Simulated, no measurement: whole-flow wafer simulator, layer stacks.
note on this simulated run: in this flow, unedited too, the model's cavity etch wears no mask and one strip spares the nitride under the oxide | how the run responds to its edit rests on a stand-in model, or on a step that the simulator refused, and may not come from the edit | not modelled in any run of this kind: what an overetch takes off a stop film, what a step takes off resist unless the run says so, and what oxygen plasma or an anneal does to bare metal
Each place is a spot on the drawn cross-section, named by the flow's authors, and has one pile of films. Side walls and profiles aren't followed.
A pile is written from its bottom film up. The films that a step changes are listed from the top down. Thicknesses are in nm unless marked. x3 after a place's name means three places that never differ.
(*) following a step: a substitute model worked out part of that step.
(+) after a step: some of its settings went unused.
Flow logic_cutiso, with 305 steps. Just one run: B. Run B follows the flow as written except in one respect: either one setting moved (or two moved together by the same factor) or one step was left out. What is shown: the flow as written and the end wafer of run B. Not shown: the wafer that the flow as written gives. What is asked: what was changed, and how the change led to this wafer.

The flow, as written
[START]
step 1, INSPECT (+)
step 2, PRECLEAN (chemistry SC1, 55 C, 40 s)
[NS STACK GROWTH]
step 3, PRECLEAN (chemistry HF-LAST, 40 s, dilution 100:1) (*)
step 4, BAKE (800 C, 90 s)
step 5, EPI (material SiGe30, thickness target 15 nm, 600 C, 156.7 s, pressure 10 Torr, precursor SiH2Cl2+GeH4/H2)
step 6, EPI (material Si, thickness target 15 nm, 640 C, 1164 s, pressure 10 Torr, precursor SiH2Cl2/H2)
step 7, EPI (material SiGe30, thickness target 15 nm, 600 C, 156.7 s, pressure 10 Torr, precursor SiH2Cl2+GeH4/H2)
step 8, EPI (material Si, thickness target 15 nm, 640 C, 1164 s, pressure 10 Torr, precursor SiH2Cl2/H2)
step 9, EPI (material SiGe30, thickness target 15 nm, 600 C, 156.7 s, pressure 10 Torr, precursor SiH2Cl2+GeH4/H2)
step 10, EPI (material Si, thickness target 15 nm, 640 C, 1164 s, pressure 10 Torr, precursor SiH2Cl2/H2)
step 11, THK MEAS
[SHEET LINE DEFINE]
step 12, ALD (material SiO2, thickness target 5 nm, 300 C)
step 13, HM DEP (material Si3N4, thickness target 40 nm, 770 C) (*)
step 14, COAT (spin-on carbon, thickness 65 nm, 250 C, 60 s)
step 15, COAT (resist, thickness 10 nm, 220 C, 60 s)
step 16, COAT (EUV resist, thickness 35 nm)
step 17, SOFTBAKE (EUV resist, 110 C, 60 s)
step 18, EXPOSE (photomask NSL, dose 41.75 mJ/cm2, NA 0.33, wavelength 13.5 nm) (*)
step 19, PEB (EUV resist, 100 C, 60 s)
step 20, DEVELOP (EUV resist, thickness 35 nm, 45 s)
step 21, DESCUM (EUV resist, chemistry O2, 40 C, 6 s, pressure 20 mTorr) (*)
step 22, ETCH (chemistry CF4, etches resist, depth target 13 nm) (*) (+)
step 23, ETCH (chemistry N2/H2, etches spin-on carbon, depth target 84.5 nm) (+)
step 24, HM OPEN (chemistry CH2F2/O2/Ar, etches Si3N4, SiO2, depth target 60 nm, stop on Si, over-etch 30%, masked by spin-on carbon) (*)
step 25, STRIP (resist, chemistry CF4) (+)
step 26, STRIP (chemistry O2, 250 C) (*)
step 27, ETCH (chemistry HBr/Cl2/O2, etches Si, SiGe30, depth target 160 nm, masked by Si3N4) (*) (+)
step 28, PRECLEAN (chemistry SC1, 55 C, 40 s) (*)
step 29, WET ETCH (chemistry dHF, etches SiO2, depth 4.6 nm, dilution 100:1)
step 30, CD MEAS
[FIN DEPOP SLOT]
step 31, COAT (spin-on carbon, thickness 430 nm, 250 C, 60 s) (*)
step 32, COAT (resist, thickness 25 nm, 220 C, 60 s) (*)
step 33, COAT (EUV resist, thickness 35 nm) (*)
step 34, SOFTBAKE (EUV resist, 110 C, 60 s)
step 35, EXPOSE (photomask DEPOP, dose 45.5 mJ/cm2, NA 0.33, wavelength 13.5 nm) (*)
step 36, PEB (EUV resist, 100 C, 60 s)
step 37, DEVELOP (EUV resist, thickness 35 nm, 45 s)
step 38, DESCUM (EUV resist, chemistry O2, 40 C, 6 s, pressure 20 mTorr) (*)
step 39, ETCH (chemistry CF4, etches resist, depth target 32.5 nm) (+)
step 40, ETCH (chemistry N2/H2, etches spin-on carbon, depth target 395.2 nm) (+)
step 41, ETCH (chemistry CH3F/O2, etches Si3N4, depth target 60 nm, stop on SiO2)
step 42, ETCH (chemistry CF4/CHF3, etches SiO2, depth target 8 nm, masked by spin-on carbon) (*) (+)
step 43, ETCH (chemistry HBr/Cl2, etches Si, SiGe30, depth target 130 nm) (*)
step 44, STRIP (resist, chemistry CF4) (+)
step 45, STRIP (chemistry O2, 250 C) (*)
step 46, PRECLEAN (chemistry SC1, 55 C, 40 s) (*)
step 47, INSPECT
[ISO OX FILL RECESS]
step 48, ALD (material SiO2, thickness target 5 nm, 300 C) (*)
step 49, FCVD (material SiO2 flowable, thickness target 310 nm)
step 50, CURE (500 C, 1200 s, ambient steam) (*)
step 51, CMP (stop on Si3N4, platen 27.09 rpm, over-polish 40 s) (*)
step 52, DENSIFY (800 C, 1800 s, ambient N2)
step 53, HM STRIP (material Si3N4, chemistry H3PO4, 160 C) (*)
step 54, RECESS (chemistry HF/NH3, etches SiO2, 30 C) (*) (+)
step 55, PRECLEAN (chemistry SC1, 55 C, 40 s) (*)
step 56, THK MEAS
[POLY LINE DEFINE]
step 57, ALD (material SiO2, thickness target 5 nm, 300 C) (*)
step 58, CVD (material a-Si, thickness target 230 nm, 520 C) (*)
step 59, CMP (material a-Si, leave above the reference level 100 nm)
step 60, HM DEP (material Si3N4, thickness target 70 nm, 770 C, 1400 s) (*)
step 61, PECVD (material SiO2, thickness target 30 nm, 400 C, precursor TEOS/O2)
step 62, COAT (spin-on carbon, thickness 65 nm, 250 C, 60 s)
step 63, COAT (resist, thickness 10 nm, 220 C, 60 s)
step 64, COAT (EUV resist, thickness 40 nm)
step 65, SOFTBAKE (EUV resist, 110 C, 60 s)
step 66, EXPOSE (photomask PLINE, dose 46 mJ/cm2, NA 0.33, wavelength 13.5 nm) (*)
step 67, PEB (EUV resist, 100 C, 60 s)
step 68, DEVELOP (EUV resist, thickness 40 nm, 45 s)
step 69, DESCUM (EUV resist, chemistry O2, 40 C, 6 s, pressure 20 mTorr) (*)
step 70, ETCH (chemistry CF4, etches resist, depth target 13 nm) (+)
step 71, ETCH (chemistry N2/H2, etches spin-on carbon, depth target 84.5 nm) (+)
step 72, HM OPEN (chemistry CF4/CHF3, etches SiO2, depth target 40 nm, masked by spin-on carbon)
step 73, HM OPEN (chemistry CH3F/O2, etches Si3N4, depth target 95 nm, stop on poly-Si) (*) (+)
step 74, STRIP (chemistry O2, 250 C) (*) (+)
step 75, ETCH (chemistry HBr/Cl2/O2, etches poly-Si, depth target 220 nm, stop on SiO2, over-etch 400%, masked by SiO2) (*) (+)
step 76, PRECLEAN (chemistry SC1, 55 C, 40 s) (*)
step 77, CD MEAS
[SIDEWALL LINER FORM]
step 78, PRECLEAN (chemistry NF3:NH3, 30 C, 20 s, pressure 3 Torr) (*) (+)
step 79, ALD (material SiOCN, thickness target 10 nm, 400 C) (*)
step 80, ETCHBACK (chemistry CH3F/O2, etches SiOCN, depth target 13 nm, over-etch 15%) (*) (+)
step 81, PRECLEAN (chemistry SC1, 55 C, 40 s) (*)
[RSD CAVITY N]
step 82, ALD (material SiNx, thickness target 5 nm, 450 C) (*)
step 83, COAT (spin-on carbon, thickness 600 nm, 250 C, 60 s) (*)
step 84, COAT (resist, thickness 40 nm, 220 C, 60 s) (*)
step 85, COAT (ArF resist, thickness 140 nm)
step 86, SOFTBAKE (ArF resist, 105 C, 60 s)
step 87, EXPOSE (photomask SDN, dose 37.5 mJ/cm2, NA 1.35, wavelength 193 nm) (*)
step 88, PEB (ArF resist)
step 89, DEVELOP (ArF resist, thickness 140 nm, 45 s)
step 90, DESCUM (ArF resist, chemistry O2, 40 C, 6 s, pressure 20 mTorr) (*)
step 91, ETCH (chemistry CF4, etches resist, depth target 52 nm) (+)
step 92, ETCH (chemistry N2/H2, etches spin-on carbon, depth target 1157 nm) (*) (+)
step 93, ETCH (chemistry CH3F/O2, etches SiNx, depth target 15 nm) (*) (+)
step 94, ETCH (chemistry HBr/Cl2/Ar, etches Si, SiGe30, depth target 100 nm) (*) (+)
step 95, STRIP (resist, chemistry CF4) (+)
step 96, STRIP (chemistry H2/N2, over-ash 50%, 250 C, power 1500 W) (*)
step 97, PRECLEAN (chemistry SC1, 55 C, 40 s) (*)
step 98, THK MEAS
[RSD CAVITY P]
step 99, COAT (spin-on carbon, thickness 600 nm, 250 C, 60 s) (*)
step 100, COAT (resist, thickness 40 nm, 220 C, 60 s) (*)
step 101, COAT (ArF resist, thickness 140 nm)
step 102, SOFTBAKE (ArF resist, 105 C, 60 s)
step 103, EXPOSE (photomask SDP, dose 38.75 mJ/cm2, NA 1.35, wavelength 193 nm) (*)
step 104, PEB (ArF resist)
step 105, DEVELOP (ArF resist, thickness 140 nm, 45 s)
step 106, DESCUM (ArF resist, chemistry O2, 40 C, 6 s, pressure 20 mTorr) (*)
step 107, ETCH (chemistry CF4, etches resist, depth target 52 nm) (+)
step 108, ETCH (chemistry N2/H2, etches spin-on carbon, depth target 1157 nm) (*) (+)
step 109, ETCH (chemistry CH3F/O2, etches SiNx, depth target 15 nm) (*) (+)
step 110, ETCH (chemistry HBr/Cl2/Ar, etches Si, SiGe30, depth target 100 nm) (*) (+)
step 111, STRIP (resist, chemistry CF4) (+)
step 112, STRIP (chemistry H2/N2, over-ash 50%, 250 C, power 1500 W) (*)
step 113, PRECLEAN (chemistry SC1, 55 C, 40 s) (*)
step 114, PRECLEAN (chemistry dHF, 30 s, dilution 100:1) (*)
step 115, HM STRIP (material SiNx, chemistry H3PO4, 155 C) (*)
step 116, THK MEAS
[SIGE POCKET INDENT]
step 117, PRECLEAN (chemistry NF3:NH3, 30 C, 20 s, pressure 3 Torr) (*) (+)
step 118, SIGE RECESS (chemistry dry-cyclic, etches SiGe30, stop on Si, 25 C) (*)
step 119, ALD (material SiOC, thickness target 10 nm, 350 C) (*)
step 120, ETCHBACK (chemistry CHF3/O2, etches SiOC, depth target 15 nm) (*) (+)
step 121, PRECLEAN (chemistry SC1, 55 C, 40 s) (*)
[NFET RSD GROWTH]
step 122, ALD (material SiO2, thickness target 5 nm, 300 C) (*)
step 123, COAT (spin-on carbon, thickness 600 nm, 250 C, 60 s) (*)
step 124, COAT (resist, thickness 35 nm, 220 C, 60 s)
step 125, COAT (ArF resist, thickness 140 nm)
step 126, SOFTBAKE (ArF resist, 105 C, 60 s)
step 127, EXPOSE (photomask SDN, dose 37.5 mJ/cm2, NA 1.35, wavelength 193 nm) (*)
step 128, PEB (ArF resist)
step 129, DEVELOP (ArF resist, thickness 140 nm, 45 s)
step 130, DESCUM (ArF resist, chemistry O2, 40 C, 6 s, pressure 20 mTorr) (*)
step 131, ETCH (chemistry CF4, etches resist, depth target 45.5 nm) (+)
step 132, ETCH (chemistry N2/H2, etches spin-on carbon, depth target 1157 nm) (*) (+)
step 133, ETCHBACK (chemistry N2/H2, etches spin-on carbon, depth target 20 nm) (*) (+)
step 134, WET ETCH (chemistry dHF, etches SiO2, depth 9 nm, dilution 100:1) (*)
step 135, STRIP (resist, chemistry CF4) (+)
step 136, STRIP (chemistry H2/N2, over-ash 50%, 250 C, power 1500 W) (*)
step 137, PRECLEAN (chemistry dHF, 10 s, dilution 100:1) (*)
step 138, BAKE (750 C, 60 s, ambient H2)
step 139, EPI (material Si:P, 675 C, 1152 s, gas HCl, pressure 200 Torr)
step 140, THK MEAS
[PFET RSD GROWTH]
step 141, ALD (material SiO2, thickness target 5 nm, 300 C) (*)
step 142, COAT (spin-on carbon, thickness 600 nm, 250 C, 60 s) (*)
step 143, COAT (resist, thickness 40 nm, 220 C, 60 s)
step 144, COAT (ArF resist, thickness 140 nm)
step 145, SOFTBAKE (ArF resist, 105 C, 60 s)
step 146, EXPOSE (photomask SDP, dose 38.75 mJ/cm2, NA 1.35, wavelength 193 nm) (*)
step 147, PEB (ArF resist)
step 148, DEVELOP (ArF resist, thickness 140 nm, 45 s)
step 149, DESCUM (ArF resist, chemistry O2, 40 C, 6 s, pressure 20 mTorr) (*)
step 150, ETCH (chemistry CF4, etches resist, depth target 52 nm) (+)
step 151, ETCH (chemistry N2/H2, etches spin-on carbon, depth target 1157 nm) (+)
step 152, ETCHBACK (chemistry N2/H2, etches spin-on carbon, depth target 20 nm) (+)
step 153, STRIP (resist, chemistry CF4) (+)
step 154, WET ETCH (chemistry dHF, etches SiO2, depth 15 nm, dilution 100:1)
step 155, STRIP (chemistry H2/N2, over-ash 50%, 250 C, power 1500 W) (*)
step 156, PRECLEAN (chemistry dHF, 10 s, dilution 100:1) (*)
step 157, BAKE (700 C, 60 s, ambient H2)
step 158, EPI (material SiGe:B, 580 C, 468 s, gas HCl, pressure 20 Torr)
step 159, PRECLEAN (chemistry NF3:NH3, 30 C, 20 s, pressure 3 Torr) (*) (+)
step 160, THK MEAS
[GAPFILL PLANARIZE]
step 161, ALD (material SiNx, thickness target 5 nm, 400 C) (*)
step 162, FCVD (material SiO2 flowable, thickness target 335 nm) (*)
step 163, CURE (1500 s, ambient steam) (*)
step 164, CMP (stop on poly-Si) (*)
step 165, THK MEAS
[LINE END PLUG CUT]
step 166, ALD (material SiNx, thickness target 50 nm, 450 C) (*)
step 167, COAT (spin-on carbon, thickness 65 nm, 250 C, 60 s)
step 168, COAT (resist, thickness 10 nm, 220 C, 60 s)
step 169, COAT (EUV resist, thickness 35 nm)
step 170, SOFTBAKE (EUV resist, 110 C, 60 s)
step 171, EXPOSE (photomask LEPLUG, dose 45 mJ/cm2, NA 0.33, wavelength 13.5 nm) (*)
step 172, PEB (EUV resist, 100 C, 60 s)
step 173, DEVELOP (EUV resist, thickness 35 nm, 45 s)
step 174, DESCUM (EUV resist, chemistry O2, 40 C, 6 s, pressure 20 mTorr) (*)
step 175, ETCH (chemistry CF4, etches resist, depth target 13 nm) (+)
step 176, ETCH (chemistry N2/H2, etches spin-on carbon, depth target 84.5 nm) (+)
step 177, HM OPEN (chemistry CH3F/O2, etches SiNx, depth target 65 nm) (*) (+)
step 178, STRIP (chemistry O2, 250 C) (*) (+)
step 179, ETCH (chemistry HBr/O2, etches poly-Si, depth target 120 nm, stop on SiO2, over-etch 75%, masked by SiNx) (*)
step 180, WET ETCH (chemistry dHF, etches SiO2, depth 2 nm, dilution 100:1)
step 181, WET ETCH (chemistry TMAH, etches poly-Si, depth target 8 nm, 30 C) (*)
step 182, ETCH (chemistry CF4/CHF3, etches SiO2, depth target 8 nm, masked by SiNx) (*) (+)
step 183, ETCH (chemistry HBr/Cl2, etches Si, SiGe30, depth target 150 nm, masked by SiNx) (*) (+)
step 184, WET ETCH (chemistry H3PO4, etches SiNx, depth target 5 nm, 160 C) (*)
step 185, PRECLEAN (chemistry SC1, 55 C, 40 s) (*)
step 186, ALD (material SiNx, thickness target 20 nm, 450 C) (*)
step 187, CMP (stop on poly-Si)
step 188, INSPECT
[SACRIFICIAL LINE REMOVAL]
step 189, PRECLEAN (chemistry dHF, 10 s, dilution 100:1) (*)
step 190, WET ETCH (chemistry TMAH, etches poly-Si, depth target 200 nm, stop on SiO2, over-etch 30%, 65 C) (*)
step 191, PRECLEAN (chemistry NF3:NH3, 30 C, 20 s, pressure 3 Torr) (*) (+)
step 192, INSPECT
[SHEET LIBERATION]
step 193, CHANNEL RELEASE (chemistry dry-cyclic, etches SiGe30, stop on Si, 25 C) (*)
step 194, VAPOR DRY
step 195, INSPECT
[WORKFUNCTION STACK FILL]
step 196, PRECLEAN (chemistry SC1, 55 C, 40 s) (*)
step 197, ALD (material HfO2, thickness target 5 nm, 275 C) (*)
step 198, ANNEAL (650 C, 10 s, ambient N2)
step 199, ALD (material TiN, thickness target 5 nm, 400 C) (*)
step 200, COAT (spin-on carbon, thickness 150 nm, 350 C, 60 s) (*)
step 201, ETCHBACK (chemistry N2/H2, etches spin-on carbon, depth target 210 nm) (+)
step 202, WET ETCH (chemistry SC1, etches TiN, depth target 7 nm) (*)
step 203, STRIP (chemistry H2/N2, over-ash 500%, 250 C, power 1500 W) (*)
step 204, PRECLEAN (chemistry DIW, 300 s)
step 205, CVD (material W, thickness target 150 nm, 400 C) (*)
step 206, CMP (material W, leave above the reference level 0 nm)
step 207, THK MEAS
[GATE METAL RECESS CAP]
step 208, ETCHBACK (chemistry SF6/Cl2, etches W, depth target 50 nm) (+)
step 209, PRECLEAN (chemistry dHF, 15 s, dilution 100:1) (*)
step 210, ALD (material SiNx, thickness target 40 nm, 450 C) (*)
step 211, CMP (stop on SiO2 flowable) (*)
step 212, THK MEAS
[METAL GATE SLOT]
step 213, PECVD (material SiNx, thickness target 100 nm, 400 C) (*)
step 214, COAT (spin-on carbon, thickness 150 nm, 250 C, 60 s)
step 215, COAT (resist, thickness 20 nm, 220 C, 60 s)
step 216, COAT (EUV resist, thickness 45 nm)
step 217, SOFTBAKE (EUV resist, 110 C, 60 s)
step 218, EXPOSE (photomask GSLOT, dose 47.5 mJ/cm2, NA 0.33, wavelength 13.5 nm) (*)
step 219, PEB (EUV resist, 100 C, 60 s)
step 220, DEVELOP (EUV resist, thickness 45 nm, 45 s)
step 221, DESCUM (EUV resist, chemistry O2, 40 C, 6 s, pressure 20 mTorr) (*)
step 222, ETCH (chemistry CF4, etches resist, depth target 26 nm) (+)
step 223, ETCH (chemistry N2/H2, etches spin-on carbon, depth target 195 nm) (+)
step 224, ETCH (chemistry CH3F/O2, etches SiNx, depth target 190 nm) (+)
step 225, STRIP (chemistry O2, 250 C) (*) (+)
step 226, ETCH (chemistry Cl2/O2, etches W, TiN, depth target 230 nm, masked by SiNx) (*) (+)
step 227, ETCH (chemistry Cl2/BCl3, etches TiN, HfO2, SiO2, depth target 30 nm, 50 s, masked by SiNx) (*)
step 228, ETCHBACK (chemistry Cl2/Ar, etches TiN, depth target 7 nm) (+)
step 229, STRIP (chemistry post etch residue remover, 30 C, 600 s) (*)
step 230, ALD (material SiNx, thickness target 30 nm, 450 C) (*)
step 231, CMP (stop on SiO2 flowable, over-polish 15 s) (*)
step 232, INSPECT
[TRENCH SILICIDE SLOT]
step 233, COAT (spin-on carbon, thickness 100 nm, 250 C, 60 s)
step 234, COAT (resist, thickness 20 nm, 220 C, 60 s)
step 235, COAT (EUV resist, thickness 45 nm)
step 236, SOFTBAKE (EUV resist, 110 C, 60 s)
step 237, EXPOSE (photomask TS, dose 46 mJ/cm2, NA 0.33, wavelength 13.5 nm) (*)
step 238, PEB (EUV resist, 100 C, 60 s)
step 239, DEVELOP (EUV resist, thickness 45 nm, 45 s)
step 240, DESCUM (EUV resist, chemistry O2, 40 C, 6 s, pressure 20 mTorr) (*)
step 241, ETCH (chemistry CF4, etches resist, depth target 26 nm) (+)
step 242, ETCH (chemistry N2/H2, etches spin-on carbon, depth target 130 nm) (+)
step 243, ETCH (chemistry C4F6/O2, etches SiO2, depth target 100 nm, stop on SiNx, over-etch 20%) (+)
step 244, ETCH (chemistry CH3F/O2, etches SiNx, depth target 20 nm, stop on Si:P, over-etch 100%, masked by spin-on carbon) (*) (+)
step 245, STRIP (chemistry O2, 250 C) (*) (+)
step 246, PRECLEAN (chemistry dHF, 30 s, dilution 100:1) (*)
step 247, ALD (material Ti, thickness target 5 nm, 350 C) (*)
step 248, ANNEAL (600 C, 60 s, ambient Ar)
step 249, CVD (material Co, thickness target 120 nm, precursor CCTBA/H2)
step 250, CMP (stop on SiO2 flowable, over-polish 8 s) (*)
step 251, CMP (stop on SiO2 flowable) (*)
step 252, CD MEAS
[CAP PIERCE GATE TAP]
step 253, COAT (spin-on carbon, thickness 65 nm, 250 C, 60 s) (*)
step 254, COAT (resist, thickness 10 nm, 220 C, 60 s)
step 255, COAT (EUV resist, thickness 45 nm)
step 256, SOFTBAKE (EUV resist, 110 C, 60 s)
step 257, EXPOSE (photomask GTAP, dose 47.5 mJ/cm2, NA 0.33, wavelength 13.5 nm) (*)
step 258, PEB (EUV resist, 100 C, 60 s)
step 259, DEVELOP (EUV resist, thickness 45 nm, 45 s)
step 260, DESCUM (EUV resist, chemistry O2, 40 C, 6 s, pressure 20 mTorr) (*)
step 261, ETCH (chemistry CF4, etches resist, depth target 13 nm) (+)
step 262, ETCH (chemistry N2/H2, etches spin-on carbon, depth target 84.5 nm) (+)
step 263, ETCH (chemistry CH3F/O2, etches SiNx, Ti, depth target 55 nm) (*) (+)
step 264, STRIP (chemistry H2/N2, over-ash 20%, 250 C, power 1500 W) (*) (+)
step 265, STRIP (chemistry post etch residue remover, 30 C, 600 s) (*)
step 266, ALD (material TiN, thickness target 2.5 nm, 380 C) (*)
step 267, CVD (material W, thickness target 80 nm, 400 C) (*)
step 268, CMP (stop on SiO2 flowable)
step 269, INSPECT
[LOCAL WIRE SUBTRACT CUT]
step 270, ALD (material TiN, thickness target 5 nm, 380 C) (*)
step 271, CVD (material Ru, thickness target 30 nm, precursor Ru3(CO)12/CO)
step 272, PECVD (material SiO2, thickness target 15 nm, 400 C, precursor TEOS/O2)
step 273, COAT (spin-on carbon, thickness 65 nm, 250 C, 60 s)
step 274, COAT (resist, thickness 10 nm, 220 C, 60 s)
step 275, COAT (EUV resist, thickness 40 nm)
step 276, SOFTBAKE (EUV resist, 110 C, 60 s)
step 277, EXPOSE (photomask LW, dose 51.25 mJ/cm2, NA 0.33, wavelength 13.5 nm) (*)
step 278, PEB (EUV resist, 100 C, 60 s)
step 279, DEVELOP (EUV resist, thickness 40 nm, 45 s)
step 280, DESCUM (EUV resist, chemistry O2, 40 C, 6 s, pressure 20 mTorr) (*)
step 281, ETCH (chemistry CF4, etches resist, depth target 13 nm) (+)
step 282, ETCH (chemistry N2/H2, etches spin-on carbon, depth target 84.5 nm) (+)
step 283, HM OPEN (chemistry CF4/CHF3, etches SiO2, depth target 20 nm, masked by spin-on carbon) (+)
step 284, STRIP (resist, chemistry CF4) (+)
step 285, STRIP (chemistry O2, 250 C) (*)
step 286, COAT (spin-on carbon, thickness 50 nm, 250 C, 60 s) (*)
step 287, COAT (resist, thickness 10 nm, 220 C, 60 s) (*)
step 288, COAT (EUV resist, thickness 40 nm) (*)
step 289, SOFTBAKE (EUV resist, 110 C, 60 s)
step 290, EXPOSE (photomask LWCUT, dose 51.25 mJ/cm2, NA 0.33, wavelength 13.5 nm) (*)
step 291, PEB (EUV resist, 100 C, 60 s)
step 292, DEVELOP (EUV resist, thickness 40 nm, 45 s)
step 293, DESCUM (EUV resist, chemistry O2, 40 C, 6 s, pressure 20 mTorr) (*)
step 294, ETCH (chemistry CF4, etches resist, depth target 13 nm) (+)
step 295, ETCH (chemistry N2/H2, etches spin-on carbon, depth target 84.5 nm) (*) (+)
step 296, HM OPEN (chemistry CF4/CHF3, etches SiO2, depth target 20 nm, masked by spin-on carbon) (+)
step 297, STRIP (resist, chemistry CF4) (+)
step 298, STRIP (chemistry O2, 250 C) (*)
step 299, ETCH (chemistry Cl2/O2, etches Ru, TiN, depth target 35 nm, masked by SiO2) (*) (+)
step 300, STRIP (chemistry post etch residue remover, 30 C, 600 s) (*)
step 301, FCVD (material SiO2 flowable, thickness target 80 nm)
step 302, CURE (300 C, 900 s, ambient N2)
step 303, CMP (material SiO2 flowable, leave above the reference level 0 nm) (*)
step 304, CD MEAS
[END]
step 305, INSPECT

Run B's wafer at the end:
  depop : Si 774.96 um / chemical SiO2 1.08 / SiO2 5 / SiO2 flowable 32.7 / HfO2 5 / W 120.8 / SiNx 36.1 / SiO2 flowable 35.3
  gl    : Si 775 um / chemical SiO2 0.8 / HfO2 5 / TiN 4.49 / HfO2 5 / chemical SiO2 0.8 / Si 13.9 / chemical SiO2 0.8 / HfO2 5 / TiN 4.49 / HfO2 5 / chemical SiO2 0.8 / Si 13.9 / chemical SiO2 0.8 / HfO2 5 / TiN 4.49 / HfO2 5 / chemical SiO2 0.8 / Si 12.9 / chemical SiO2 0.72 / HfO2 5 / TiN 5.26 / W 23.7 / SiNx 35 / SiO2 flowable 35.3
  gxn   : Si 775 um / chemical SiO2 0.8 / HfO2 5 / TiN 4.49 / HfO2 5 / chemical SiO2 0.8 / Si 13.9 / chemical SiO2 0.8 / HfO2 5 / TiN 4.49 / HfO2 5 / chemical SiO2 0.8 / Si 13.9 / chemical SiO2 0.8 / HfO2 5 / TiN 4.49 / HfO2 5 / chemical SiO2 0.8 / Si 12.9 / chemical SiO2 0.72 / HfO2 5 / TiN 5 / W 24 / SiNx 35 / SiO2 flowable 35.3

The reason: step 208, ETCHBACK: depth target 57.5 nm was run, though the flow has depth target 50 nm.

How this came from the change, step by step:
  step 208, ETCHBACK (chemistry SF6/Cl2, etches W, depth target 50 nm) (+)
      depop, dpovl, gfld and 9 more: W loses 57.5 (as written it would have been: W loses 50)
      iso, rsdn, rsdp, rsdw, rsdx: SiO2 flowable loses 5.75 (as written it would have been: SiO2 flowable loses 5)
      (and at 5 other places as well)
  step 210, ALD (material SiNx, thickness target 40 nm, 450 C) (*)
      gfld, gl, glp, gxf, gxn, gxp, tap: SiNx gains 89 (new film) (as written it would have been: SiNx gains 82.6 (new film))
      plug: SiNx gains 43.4 (as written it would have been: SiNx gains 42.5)
  step 211, CMP (stop on SiO2 flowable) (*)
      depop, dpovl, isow, ns, nsgap: nothing (as written it would have been: SiNx loses 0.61)
  step 224, ETCH (chemistry CH3F/O2, etches SiNx, depth target 190 nm) (+)
      gfld: SiNx loses 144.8 (all of it), W loses 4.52 (as written it would have been: SiNx loses 138.1 (all of it), W loses 5.19)
  step 226, ETCH (chemistry Cl2/O2, etches W, TiN, depth target 230 nm, masked by SiNx) (*) (+)
      depop, dpovl, gl and 18 more: SiNx loses 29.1 (as written it would have been: SiNx loses 30.8)
      gfld: W loses 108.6 (all of it), TiN loses 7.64 (all of it), HfO2 loses 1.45 (as written it would have been: W loses 115.4 (all of it), TiN loses 7.64 (all of it), HfO2 loses 1.54)
  step 231, CMP (stop on SiO2 flowable, over-polish 15 s) (*)
      gfld, gl, glp, gxf, gxn, gxp, plug, tap: SiNx loses 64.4 (as written it would have been: SiNx loses 62.7)
      depop, dpovl, isow, ns, nsgap: SiNx loses 58.3 (as written it would have been: SiNx loses 62.7)
      (and at 9 other places as well)
  step 246, PRECLEAN (chemistry dHF, 30 s, dilution 100:1) (*)
      depop, dpovl, isow, ns, nsgap: SiNx loses 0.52 (as written it would have been: SiNx loses 1.08)
  step 251, CMP (stop on SiO2 flowable) (*)
      rsdx: Ti loses 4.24 (as written it would have been: Ti loses 5 (all of it))
      gfld, gl, glp, gxf, gxn, gxp, plug, tap: SiNx loses 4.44 (as written it would have been: SiNx loses 5)
      (and at 7 other places as well)
  step 263, ETCH (chemistry CH3F/O2, etches SiNx, Ti, depth target 55 nm) (*) (+)
      glp, lnrp, lnrt, plug, rsdn, rsdp, rsdw: resist loses 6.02 (all of it), spin-on carbon loses 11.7 (as written it would have been: resist loses 6.02 (all of it), spin-on carbon loses 6.48)
      depop, dpovl, gl, isow, ns, nsgap: resist loses 6.03 (all of it), spin-on carbon loses 11.7 (as written it would have been: resist loses 6.03 (all of it), spin-on carbon loses 6.46)
      (and at 9 other places as well)
  step 264, STRIP (chemistry H2/N2, over-ash 20%, 250 C, power 1500 W) (*) (+)
      gfld, gl, glp and 11 more: spin-on carbon loses 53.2 (all of it) (as written it would have been: spin-on carbon loses 58.4 (all of it))
      depop, dpovl, isow, ns, nsgap: spin-on carbon loses 53.3 (all of it) (as written it would have been: spin-on carbon loses 58.5 (all of it))
      (and at 2 other places as well)
  step 265, STRIP (chemistry post etch residue remover, 30 C, 600 s) (*)
      rsdx: Ti loses 0.76 (all of it) (as written it would have been: nothing)
  step 267, CVD (material W, thickness target 80 nm, 400 C) (*)
      tap: W gains 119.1 (new film) (as written it would have been: W gains 111.4 (new film))
  step 268, CMP (stop on SiO2 flowable)
      depop, dpovl, gfld and 9 more: W loses 80.2 (all of it), TiN loses 2.5 (all of it), SiNx loses 1.54 (as written it would have been: W loses 80.2 (all of it), TiN loses 2.5 (all of it), SiNx loses 0.98)
      lnr, lnri, lnrp, lnrt: W loses 80 (all of it), TiN loses 2.5 (all of it), SiOCN loses 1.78 (as written it would have been: W loses 80 (all of it), TiN loses 2.5 (all of it), SiOCN loses 1.22)
      (and at 3 other places as well)
